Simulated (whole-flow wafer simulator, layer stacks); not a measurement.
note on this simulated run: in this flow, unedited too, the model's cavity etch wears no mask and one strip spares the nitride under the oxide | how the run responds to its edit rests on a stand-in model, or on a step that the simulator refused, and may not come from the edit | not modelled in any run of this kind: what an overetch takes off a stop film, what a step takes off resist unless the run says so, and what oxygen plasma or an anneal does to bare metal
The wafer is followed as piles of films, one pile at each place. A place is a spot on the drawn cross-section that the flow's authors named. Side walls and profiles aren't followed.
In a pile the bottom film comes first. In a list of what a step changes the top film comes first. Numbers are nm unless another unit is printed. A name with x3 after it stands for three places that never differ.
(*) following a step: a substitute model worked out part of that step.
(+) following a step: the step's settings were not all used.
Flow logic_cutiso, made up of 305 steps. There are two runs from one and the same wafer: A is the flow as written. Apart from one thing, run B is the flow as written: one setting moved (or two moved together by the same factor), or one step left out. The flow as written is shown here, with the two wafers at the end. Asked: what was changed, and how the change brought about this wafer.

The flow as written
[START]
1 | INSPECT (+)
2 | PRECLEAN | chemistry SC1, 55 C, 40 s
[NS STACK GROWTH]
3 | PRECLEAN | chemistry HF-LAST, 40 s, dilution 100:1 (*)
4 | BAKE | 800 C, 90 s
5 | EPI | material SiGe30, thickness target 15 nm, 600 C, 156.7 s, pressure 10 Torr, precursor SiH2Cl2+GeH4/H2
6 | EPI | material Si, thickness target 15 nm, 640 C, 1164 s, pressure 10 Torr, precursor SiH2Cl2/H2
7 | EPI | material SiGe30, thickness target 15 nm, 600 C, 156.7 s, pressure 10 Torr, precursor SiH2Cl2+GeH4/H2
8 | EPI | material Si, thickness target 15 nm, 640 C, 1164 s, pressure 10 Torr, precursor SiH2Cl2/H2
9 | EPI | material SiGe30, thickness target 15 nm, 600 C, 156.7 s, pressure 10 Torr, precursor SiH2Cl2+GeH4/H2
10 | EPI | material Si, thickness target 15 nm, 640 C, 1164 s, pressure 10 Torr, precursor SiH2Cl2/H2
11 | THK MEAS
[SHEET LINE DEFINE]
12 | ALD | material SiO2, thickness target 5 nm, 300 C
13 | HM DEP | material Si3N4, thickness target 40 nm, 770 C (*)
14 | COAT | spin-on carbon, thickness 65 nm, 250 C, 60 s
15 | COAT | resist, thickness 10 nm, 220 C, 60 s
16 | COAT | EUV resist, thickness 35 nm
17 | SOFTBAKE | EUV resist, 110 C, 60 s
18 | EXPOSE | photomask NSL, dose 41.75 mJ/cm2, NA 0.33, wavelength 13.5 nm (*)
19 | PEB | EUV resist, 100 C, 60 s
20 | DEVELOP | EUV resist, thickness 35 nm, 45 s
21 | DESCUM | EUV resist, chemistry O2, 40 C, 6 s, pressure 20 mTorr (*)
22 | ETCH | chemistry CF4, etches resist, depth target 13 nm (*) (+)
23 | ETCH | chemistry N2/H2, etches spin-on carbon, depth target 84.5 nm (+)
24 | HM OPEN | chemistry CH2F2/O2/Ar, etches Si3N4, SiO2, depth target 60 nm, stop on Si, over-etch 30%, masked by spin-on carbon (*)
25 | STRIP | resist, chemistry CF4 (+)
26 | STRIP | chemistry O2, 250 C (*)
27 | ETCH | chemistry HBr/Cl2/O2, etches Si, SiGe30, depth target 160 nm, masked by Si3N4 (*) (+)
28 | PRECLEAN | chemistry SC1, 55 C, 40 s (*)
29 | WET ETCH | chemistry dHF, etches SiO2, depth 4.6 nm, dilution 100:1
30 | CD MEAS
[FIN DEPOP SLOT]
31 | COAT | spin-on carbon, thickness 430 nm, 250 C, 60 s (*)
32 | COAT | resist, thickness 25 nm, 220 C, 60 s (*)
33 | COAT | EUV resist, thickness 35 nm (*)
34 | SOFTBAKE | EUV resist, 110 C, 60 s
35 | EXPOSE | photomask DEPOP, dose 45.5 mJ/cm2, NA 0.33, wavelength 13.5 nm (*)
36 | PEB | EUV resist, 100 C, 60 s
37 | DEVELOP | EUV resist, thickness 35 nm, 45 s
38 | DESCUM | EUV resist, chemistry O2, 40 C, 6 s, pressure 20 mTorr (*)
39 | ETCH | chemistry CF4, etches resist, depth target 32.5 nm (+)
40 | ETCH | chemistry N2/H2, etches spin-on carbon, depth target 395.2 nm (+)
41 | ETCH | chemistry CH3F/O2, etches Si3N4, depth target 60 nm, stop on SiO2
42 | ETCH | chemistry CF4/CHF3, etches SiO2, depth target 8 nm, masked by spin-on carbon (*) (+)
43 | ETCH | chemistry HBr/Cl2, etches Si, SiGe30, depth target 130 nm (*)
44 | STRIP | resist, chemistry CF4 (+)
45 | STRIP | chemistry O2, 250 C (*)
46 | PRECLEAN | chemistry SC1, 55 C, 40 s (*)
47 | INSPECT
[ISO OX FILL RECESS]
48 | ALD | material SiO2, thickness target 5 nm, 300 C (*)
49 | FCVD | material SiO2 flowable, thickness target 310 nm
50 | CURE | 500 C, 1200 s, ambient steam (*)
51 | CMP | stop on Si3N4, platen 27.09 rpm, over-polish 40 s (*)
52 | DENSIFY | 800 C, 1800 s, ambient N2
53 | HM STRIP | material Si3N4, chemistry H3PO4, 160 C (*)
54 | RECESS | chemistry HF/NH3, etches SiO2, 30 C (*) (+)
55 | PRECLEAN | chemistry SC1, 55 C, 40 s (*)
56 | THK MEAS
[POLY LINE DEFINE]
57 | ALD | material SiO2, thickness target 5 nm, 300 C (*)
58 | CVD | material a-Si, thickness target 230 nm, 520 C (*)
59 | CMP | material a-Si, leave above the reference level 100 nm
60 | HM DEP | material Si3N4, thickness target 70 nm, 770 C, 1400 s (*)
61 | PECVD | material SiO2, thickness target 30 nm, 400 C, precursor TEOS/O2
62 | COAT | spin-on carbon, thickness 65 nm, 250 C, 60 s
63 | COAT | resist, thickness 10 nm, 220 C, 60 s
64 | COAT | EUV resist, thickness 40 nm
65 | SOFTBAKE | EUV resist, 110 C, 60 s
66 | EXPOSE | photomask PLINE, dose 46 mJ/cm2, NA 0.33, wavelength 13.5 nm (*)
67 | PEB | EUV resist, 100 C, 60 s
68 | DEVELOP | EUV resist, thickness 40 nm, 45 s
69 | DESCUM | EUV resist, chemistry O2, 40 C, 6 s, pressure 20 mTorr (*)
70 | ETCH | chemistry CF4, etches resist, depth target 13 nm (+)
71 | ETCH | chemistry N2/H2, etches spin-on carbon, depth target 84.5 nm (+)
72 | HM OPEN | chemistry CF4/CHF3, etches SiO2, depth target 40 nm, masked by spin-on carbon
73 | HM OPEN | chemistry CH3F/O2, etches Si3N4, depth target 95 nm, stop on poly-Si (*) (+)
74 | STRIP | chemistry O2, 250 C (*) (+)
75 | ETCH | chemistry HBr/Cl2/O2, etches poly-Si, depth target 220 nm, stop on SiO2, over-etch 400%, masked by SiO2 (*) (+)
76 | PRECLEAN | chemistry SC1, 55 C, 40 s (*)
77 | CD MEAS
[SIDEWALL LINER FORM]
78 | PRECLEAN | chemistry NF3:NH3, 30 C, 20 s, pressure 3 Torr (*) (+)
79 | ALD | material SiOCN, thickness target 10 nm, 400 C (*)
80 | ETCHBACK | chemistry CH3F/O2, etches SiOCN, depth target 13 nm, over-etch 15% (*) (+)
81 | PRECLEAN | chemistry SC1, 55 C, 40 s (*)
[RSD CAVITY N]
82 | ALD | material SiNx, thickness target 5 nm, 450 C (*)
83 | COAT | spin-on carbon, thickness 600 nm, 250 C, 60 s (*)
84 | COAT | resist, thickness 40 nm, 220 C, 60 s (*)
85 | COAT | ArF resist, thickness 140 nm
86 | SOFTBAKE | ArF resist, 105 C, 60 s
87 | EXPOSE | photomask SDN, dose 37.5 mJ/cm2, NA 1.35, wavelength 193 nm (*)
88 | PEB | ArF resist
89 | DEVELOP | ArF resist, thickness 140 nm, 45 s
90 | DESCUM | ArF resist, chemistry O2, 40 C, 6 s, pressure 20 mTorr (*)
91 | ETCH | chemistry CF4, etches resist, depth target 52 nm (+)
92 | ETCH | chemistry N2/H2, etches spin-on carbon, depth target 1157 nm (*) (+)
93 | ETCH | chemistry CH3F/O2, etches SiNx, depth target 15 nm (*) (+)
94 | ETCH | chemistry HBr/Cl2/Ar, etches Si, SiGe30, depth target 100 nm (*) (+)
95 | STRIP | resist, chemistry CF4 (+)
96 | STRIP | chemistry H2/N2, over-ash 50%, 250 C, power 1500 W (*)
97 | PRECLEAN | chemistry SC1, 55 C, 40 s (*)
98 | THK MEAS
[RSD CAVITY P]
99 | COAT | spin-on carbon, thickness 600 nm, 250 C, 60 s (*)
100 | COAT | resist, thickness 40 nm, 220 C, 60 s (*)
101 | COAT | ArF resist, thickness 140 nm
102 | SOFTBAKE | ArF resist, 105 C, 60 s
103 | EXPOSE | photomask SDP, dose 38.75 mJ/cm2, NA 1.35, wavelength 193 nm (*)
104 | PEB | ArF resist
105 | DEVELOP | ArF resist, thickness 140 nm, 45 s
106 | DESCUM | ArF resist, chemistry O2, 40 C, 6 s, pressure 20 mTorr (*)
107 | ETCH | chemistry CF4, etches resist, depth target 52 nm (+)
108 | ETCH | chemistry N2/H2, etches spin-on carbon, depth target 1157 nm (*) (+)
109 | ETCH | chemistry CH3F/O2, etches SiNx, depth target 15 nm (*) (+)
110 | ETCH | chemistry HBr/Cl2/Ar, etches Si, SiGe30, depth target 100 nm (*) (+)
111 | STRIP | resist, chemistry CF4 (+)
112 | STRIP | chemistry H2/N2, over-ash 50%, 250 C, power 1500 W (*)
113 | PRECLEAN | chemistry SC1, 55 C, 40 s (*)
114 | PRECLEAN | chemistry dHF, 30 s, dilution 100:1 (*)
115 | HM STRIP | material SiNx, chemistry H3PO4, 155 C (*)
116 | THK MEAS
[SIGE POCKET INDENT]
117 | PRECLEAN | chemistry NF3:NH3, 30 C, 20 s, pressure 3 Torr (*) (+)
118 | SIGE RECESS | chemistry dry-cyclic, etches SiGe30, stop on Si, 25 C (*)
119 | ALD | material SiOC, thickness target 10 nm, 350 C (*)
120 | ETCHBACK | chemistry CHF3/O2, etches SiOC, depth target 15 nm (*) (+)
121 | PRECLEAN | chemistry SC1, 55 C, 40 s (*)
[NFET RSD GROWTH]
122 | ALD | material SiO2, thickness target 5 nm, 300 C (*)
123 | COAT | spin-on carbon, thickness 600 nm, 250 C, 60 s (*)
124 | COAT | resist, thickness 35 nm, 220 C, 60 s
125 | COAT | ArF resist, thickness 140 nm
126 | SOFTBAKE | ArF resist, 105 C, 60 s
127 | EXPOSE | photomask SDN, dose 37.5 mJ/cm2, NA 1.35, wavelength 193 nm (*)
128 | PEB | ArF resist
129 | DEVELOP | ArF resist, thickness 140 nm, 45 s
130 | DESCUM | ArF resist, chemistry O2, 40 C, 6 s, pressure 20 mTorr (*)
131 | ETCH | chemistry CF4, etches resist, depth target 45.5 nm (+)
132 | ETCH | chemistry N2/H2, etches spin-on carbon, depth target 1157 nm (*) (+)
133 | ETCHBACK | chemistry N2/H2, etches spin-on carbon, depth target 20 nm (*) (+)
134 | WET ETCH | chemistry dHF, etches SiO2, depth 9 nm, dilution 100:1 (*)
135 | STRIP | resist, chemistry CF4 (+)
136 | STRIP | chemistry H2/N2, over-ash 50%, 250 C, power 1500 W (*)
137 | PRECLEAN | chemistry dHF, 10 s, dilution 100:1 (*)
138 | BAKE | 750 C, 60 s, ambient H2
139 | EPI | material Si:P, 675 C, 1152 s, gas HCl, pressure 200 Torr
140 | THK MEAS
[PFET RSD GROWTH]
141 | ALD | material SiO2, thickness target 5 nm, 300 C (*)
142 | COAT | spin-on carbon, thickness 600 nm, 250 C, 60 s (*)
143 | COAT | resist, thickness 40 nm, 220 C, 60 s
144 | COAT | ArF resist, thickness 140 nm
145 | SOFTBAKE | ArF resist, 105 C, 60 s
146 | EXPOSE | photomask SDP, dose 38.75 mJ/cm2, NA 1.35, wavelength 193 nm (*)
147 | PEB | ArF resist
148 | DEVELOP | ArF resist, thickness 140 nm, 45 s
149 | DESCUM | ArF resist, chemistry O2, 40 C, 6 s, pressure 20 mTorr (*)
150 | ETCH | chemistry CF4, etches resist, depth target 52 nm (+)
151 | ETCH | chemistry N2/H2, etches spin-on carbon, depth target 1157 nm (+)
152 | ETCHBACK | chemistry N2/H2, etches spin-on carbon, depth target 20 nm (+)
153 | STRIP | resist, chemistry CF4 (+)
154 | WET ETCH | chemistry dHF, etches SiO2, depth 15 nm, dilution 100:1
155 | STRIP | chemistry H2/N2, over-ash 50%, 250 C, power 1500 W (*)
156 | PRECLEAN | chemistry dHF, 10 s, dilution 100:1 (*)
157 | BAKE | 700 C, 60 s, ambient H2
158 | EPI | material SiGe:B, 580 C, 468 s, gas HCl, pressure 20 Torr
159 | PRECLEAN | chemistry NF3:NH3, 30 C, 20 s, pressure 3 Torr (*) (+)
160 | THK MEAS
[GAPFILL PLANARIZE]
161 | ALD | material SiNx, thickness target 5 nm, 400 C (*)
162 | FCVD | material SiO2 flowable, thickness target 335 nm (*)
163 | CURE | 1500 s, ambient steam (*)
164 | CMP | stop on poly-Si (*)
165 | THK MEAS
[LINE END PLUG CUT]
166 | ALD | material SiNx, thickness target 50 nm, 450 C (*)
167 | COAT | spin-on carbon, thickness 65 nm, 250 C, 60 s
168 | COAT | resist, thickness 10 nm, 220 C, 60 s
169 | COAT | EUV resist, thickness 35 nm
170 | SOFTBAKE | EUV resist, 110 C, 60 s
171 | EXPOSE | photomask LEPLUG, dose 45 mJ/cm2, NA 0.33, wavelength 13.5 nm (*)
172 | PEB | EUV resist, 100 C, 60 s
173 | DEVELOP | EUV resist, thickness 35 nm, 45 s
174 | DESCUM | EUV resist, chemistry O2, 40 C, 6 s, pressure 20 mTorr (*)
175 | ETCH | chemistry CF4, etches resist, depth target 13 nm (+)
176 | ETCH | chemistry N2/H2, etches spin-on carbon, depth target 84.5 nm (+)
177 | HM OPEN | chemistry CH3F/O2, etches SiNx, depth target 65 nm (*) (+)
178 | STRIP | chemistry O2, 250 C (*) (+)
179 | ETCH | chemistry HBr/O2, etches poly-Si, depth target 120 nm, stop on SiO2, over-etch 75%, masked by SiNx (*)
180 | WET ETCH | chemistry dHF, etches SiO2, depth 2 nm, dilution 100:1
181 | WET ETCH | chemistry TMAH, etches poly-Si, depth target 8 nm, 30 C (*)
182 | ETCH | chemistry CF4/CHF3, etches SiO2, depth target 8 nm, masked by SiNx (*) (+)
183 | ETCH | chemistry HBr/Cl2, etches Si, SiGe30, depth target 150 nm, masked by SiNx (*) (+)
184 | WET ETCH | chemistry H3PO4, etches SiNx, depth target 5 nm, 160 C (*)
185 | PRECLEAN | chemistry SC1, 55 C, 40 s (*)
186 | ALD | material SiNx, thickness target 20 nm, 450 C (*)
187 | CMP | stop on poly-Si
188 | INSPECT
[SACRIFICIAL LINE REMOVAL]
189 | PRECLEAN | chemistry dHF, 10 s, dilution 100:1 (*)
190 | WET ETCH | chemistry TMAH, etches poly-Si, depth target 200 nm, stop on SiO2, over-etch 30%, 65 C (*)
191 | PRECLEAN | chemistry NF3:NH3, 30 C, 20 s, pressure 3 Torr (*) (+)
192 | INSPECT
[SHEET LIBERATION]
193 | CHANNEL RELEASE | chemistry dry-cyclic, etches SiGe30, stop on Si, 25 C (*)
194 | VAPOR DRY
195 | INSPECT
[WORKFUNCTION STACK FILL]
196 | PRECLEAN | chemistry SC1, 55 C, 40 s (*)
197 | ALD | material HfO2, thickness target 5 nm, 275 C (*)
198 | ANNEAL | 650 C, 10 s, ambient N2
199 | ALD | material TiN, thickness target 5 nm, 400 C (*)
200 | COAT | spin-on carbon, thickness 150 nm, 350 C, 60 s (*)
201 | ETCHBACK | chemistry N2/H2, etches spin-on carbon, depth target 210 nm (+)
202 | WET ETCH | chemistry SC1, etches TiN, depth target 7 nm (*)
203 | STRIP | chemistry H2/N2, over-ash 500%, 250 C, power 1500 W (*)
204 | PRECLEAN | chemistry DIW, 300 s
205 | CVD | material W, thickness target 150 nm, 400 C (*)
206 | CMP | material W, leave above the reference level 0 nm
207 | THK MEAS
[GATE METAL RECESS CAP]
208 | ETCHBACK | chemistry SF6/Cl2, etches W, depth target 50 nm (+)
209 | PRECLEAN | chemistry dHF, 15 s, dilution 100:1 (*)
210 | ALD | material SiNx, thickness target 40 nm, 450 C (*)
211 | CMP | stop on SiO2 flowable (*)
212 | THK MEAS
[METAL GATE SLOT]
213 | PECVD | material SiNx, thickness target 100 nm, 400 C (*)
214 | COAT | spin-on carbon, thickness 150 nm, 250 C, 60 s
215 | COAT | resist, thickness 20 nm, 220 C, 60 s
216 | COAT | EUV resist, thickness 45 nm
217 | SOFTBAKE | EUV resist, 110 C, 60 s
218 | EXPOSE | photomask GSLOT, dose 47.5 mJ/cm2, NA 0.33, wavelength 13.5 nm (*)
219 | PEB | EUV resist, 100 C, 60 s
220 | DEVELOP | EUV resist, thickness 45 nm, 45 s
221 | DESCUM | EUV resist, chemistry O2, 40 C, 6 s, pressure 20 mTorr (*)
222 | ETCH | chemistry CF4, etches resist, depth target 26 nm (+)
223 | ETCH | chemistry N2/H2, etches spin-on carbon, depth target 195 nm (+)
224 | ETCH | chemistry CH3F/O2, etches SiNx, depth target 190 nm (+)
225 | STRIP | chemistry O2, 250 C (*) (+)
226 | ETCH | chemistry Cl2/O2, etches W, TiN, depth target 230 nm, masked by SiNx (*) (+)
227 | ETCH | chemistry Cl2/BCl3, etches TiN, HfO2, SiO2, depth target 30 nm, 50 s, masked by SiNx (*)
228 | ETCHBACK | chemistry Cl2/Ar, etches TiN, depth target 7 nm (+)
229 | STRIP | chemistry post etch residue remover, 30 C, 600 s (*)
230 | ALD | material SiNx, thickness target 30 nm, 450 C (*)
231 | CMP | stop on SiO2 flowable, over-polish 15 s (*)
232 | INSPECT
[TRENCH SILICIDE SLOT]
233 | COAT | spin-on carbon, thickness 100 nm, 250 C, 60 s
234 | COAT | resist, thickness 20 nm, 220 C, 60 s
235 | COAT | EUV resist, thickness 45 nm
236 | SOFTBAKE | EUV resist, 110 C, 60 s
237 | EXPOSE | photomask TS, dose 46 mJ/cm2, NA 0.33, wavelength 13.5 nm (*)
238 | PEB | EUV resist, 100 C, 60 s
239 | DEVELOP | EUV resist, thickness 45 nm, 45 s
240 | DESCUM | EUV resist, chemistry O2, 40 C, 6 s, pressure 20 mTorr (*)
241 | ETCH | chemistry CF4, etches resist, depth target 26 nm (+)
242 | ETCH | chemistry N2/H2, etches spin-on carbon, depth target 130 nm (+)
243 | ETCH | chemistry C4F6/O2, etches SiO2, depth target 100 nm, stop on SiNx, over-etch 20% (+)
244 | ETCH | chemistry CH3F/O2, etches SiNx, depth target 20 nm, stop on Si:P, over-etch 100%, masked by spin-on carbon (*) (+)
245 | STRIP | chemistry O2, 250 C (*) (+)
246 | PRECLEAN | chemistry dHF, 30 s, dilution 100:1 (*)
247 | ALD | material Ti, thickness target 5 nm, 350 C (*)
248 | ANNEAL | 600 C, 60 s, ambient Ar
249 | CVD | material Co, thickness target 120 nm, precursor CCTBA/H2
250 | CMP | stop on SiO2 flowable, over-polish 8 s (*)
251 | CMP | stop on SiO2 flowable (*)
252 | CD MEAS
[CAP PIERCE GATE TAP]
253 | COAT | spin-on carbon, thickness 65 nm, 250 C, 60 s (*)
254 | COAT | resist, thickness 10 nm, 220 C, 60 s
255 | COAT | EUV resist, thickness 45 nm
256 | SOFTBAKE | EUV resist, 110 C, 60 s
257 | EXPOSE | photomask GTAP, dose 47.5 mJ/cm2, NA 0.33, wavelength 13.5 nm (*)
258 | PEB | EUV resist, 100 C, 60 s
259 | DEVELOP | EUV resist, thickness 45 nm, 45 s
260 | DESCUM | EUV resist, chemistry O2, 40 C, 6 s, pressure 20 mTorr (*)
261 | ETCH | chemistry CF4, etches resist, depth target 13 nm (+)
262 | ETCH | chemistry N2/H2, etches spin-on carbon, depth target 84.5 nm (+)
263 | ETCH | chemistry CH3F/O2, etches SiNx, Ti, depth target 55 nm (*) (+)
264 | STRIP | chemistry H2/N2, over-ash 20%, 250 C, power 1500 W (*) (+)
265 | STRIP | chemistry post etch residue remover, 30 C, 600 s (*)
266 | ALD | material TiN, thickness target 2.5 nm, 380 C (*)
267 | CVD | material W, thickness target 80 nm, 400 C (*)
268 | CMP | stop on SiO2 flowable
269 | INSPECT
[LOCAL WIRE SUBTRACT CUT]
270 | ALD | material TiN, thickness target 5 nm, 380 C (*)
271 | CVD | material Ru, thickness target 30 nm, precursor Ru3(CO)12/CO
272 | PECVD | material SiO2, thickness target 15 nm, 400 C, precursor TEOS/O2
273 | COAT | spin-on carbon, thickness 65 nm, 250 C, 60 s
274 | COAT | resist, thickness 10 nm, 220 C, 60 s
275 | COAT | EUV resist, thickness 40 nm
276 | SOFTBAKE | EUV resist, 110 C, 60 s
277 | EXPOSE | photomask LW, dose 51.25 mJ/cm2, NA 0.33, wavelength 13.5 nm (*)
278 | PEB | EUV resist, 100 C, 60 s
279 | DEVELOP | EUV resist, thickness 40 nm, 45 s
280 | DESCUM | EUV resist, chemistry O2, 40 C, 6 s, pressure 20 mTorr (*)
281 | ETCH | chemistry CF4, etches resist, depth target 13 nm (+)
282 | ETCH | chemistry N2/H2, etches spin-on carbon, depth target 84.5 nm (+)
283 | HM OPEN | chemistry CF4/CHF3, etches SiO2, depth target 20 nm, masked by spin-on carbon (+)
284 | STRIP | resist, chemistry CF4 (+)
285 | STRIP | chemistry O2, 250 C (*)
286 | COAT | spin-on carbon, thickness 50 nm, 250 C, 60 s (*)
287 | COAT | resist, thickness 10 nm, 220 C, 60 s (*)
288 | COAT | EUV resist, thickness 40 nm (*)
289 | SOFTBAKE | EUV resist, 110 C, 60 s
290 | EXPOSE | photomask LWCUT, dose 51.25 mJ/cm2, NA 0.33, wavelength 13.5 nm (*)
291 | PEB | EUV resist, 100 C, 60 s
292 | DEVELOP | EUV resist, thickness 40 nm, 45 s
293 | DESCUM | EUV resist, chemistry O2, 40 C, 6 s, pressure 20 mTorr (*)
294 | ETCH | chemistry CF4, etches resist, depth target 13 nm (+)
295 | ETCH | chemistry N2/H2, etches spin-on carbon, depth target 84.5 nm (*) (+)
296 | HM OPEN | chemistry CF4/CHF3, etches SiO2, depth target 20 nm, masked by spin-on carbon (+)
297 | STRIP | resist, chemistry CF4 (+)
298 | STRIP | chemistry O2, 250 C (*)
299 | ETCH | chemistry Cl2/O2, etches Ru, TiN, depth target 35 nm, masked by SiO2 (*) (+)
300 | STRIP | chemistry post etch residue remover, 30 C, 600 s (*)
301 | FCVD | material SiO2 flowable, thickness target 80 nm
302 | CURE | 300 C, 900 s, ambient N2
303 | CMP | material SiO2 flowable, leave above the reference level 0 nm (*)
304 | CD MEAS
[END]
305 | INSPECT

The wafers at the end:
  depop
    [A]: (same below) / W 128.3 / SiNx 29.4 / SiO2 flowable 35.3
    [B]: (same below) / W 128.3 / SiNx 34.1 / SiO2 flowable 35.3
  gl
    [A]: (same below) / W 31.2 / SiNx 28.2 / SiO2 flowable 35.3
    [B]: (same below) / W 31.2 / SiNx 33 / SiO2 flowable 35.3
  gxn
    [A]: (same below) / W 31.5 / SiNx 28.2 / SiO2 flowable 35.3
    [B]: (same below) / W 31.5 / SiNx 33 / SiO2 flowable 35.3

What caused this: step 211, CMP: stop on SiO2 flowable (*), was not run.

How this came from the change, step by step:
  213 | PECVD | material SiNx, thickness target 100 nm, 400 C (*)
      lnr, lnri, lnrp, lnrt: A SiNx gains 100 (new film) | B SiNx gains 100
      rsdn, rsdp, rsdw, rsdx: A SiNx gains 100 (new film) | B SiNx gains 100.1
      (also at 1 further place)
  224 | ETCH | chemistry CH3F/O2, etches SiNx, depth target 190 nm (+)
      gfld: A SiNx loses 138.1 (all of it), W loses 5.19 | B SiNx loses 181.3 (all of it), W loses 0.87
  226 | ETCH | chemistry Cl2/O2, etches W, TiN, depth target 230 nm, masked by SiNx (*) (+)
      depop, dpovl, gl and 18 more: A SiNx loses 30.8 | B SiNx loses 31.9
      gfld: A W loses 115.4 (all of it), TiN loses 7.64 (all of it), HfO2 loses 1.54 | B W loses 119.8 (all of it), TiN loses 7.64 (all of it), HfO2 loses 1.59
  230 | ALD | material SiNx, thickness target 30 nm, 450 C (*)
      gfld: A SiNx gains 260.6 (new film) | B SiNx gains 302.8 (new film)
  231 | CMP | stop on SiO2 flowable, over-polish 15 s (*)
      iso, rsdp, rsdw: A SiNx loses 61 (all of it), SiO2 flowable loses 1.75 | B SiNx loses 99.6
      rsdn, rsdx: A SiNx loses 61 (all of it), SiO2 flowable loses 1.77 | B SiNx loses 99.6
      (also at 17 further places)
  242 | ETCH | chemistry N2/H2, etches spin-on carbon, depth target 130 nm (+)
      rsdp, rsdw: A spin-on carbon loses 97 (all of it), SiO2 flowable loses 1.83 | B spin-on carbon loses 97 (all of it), SiNx loses 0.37 (all of it), SiO2 flowable loses 1.09
      rsdn: A spin-on carbon loses 97 (all of it), SiO2 flowable loses 1.83 | B spin-on carbon loses 97 (all of it), SiNx loses 0.35 (all of it), SiO2 flowable loses 1.14
  243 | ETCH | chemistry C4F6/O2, etches SiO2, depth target 100 nm, stop on SiNx, over-etch 20% (+)
      rsdn, rsdp, rsdw: A SiO2 flowable loses 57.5 (all of it) | B SiO2 flowable loses 61.1 (all of it)
  246 | PRECLEAN | chemistry dHF, 30 s, dilution 100:1 (*)
      iso: A SiO2 flowable loses 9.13 | B SiNx loses 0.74 (all of it), SiO2 flowable loses 2.86
      rsdx: A SiO2 flowable loses 8.73 | B SiNx loses 0.35 (all of it), SiO2 flowable loses 5.91
      (also at 5 further places)
  249 | CVD | material Co, thickness target 120 nm, precursor CCTBA/H2
      iso: A Co gains 128.3 (new film) | B Co gains 123.1 (new film)
  250 | CMP | stop on SiO2 flowable, over-polish 8 s (*)
      iso: A Co loses 127.1 | B Co loses 123.1 (all of it), Ti loses 5 (all of it)
      rsdx: A Co loses 127.9 (all of it) | B Co loses 125.7 (all of it), Ti loses 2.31
  251 | CMP | stop on SiO2 flowable (*)
      iso: A Co loses 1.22 (all of it), Ti loses 4.34 | B SiO2 flowable loses 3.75
      rsdx: A Ti loses 5 (all of it) | B Ti loses 2.69 (all of it), SiO2 flowable loses 1.1
      (also at 15 further places)
  263 | ETCH | chemistry CH3F/O2, etches SiNx, Ti, depth target 55 nm (*) (+)
      glp, lnrp, lnrt, plug, rsdn, rsdp, rsdw: A resist loses 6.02 (all of it), spin-on carbon loses 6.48 | B resist loses 6.03 (all of it), spin-on carbon loses 9.16
      depop, dpovl, gl, isow, ns, nsgap: A resist loses 6.03 (all of it), spin-on carbon loses 6.46 | B resist loses 6.03 (all of it), spin-on carbon loses 9.16
      (also at 9 further places)
  264 | STRIP | chemistry H2/N2, over-ash 20%, 250 C, power 1500 W (*) (+)
      gfld, gl, glp and 11 more: A spin-on carbon loses 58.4 (all of it) | B spin-on carbon loses 55.8 (all of it)
      depop, dpovl, isow, ns, nsgap: A spin-on carbon loses 58.5 (all of it) | B spin-on carbon loses 55.8 (all of it)
      (also at 2 further places)
  265 | STRIP | chemistry post etch residue remover, 30 C, 600 s (*)
      iso: A Ti loses 0.66 (all of it) | B nothing
  267 | CVD | material W, thickness target 80 nm, 400 C (*)
      tap: A W gains 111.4 (new film) | B W gains 115.4 (new film)
  268 | CMP | stop on SiO2 flowable
      depop, dpovl, gfld and 9 more: A W loses 80.2 (all of it), TiN loses 2.5 (all of it), SiNx loses 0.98 | B W loses 80.2 (all of it), TiN loses 2.5 (all of it)
      lnr, lnri, lnrp, lnrt: A W loses 80 (all of it), TiN loses 2.5 (all of it), SiOCN loses 1.22 | B W loses 80 (all of it), TiN loses 2.5 (all of it), SiOCN loses 0.24
      (also at 3 further places)
